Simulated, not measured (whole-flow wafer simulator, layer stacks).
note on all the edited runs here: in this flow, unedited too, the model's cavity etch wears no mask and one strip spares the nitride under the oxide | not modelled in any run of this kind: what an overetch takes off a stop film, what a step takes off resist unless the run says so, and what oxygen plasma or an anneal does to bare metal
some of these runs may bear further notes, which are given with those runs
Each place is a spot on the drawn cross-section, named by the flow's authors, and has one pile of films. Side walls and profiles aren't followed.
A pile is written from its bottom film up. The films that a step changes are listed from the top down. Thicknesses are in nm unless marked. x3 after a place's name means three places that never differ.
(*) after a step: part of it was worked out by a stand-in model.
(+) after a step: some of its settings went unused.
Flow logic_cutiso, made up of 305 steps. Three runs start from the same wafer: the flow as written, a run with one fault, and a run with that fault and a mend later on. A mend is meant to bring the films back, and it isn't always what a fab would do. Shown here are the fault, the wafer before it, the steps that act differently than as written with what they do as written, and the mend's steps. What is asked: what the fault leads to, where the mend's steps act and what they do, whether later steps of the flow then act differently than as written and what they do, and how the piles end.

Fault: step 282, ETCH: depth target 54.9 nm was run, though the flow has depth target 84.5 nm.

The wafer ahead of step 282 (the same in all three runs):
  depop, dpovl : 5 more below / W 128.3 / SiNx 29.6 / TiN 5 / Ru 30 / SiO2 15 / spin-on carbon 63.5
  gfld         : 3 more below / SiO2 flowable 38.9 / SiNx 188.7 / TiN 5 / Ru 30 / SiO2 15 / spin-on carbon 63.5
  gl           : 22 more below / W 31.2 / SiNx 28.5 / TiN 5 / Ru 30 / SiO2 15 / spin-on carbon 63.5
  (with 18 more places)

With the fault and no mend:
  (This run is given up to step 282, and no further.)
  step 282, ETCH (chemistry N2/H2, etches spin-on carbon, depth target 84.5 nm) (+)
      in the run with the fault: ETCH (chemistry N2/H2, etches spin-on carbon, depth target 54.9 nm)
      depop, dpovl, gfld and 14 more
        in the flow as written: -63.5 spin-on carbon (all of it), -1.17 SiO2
        in the run with the fault: -54.9 spin-on carbon
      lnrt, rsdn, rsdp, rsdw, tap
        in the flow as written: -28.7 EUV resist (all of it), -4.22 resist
        in the run with the fault: -28.7 EUV resist (all of it), -2.25 resist
  The piles after step 282 differ from the flow's at depop, dpovl, gfld and 19 more by more than 2% or 0.5 nm, whichever is larger.
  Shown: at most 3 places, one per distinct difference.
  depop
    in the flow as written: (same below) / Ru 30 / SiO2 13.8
    in the run with the fault: (same below) / Ru 30 / SiO2 15 / spin-on carbon 8.6
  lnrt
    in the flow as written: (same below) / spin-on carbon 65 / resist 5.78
    in the run with the fault: (same below) / spin-on carbon 65 / resist 7.75

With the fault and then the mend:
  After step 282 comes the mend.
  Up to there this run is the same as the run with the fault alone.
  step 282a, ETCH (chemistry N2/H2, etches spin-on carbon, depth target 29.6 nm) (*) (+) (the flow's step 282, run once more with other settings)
      depop, dpovl, gfld and 14 more
        -8.6 spin-on carbon (all of it), -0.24 SiO2
      lnrt, rsdn, rsdp, rsdw, tap
        -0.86 resist
  Later steps of the flow acting differently than as written (7 other steps are not shown; they differ only slightly, by no more than 2% or 0.5 nm, whichever is larger):
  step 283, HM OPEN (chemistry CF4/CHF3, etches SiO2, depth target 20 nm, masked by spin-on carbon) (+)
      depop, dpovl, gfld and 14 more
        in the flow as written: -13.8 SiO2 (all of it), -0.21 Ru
        in the run with the mend: -14.8 SiO2 (all of it), -0.17 Ru
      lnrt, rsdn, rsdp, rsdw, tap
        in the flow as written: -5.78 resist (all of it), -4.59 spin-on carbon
        in the run with the mend: -6.89 resist (all of it), -4.23 spin-on carbon
  When the end is reached, the piles differ only a little from the flow's at the places that both follow, at most by 2% or 0.5 nm, whichever is larger.
